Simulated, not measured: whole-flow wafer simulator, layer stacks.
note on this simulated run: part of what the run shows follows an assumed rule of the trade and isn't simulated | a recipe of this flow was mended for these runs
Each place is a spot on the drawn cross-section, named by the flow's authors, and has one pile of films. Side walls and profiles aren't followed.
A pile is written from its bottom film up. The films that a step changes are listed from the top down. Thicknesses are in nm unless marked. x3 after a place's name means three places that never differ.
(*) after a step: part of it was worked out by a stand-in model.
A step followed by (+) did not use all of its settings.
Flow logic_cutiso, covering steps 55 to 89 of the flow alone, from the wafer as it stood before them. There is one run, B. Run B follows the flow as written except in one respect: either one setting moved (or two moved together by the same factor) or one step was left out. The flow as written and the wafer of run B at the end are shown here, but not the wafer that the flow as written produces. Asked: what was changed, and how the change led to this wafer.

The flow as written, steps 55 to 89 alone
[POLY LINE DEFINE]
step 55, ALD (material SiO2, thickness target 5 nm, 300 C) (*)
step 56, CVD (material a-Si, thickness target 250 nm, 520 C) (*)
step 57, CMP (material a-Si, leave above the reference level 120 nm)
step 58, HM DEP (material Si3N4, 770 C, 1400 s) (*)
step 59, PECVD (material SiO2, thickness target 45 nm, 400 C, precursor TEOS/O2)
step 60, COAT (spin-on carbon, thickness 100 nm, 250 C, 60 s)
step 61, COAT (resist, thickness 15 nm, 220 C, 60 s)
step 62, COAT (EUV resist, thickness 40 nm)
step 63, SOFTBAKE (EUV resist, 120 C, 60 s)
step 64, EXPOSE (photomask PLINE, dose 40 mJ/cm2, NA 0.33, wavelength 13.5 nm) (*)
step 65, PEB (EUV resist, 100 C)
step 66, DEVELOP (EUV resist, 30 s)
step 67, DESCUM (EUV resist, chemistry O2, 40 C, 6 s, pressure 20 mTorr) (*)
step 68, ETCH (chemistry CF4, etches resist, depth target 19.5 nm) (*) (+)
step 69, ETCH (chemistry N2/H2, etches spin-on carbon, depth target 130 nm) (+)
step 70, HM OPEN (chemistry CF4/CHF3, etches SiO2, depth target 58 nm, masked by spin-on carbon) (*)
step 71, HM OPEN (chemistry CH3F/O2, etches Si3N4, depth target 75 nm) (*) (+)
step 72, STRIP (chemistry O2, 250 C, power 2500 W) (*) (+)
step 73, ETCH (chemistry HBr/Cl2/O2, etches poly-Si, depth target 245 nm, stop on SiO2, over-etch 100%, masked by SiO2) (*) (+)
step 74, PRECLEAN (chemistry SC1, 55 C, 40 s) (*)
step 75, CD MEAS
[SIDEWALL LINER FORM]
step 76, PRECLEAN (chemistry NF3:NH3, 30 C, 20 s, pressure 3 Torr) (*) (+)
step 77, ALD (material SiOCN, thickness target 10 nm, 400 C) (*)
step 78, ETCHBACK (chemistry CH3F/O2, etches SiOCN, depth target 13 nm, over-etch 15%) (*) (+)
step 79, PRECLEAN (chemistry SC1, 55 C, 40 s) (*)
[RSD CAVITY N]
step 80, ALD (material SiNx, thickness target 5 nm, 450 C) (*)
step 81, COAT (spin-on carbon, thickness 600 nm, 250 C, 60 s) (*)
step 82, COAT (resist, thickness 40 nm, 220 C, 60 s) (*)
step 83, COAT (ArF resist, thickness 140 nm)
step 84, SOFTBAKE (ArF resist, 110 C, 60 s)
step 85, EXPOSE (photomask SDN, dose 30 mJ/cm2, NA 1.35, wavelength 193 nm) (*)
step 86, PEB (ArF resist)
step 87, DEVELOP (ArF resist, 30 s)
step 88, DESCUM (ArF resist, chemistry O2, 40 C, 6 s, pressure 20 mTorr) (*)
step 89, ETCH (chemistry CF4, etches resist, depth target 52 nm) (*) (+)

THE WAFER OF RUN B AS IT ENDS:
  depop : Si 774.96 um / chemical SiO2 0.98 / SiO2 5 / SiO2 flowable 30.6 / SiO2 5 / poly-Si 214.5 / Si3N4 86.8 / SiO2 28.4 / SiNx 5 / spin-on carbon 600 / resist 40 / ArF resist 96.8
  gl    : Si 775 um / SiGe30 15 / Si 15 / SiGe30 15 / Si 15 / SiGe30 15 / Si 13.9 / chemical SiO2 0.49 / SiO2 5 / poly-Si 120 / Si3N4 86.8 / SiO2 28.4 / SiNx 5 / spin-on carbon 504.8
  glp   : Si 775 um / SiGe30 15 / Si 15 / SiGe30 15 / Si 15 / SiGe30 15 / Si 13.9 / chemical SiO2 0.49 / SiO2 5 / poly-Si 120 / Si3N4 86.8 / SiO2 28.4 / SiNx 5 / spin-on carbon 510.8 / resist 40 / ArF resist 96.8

Cause: step 58, HM DEP: 1736 s was run, though the flow has 1400 s.

How this came from the change, step by step:
  step 58, HM DEP (material Si3N4, 770 C, 1400 s) (*)
      gl, glp, gxn and 11 more: Si3N4 gains 86.8 (new film), poly-Si gains 120 (new film), a-Si loses 120 (all of it) (in the flow as written it would be: Si3N4 gains 70 (new film), poly-Si gains 120 (new film), a-Si loses 120 (all of it))
      depop, dpovl x3, gfld, gxf, iso, lnri: Si3N4 gains 86.8 (new film), poly-Si gains 214.5 (new film), a-Si loses 214.5 (all of it) (in the flow as written it would be: Si3N4 gains 70 (new film), poly-Si gains 214.5 (new film), a-Si loses 214.5 (all of it))
  step 71, HM OPEN (chemistry CH3F/O2, etches Si3N4, depth target 75 nm) (*) (+)
      iso, lnr, lnri and 6 more: Si3N4 loses 72 (all of it), poly-Si loses 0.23 (in the flow as written it would be: Si3N4 loses 55.2 (all of it), poly-Si loses 1.52)
